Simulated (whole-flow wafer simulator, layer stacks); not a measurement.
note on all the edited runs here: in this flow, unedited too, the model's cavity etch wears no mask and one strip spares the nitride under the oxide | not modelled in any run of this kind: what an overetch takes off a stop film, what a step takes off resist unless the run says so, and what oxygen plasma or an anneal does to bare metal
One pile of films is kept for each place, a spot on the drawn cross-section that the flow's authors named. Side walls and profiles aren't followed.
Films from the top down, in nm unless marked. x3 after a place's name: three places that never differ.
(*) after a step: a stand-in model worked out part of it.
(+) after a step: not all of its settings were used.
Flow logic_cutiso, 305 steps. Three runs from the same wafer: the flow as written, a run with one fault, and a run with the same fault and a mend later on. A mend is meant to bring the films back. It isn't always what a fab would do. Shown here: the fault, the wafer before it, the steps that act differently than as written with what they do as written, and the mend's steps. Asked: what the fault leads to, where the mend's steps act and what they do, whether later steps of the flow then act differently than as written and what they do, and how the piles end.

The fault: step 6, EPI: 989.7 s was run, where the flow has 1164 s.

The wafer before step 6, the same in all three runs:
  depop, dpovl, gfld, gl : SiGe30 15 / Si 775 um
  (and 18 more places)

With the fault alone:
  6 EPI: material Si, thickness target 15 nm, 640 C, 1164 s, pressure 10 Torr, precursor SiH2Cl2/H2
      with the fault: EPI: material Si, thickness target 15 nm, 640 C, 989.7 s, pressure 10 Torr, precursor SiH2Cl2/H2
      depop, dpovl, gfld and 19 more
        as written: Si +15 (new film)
        with the fault: Si +12.8 (new film)
  Later steps of the flow that act differently than as written (2 more steps differ only slightly, by at most 2% or 0.5 nm, whichever is larger, and aren't shown):
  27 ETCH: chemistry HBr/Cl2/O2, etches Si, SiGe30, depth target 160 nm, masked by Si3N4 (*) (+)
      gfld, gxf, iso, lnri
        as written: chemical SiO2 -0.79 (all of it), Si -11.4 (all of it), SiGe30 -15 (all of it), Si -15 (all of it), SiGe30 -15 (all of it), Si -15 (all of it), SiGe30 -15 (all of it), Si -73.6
        with the fault: chemical SiO2 -0.79 (all of it), Si -11.4 (all of it), SiGe30 -15 (all of it), Si -15 (all of it), SiGe30 -15 (all of it), Si -12.8 (all of it), SiGe30 -15 (all of it), Si -75.9
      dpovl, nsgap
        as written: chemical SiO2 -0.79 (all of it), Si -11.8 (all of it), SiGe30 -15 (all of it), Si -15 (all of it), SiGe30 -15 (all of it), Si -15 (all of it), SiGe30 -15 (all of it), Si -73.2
        with the fault: chemical SiO2 -0.79 (all of it), Si -11.8 (all of it), SiGe30 -15 (all of it), Si -15 (all of it), SiGe30 -15 (all of it), Si -12.8 (all of it), SiGe30 -15 (all of it), Si -75.5
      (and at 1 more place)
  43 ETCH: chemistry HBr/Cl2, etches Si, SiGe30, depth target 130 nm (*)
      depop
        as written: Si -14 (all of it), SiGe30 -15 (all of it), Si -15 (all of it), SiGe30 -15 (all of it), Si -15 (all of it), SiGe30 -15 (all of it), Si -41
        with the fault: Si -14 (all of it), SiGe30 -15 (all of it), Si -15 (all of it), SiGe30 -15 (all of it), Si -12.8 (all of it), SiGe30 -15 (all of it), Si -43.2
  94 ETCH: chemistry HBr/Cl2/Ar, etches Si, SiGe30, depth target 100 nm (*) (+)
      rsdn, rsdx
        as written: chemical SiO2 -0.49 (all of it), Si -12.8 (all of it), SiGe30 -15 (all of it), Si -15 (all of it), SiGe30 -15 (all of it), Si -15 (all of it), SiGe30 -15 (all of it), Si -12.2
        with the fault: chemical SiO2 -0.49 (all of it), Si -12.8 (all of it), SiGe30 -15 (all of it), Si -15 (all of it), SiGe30 -15 (all of it), Si -12.8 (all of it), SiGe30 -15 (all of it), Si -14.4
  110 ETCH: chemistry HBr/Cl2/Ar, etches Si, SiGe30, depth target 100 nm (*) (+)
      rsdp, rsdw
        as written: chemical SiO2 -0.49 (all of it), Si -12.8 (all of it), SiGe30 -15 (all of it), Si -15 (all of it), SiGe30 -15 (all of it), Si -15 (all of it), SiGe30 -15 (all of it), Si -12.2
        with the fault: chemical SiO2 -0.49 (all of it), Si -12.8 (all of it), SiGe30 -15 (all of it), Si -15 (all of it), SiGe30 -15 (all of it), Si -12.8 (all of it), SiGe30 -15 (all of it), Si -14.4
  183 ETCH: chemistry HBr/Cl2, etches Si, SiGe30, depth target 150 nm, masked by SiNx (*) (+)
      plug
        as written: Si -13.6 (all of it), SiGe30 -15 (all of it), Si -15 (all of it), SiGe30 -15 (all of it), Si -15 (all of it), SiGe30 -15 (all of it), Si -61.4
        with the fault: Si -13.6 (all of it), SiGe30 -15 (all of it), Si -15 (all of it), SiGe30 -15 (all of it), Si -12.8 (all of it), SiGe30 -15 (all of it), Si -63.7
  At the end the piles differ from the flow's by more than 2% or 0.5 nm, whichever is larger, at gl, glp, gxn and 6 more.
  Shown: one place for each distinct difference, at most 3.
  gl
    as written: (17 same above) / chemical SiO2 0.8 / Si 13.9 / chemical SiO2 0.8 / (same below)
    with the fault: (17 same above) / chemical SiO2 0.8 / Si 11.7 / chemical SiO2 0.8 / (same below)
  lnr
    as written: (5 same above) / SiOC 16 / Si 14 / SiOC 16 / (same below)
    with the fault: (5 same above) / SiOC 16 / Si 11.7 / SiOC 16 / (same below)
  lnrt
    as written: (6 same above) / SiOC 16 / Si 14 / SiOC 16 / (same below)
    with the fault: (6 same above) / SiOC 16 / Si 11.7 / SiOC 16 / (same below)

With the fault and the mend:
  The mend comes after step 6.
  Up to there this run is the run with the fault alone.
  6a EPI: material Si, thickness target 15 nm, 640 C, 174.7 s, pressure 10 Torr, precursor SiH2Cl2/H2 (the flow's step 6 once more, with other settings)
      depop, dpovl, gfld and 19 more
        Si +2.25
  No later step of the flow acts differently than as written at any place that is followed.
  At the end the piles are the same as the flow's at every place that both follow.
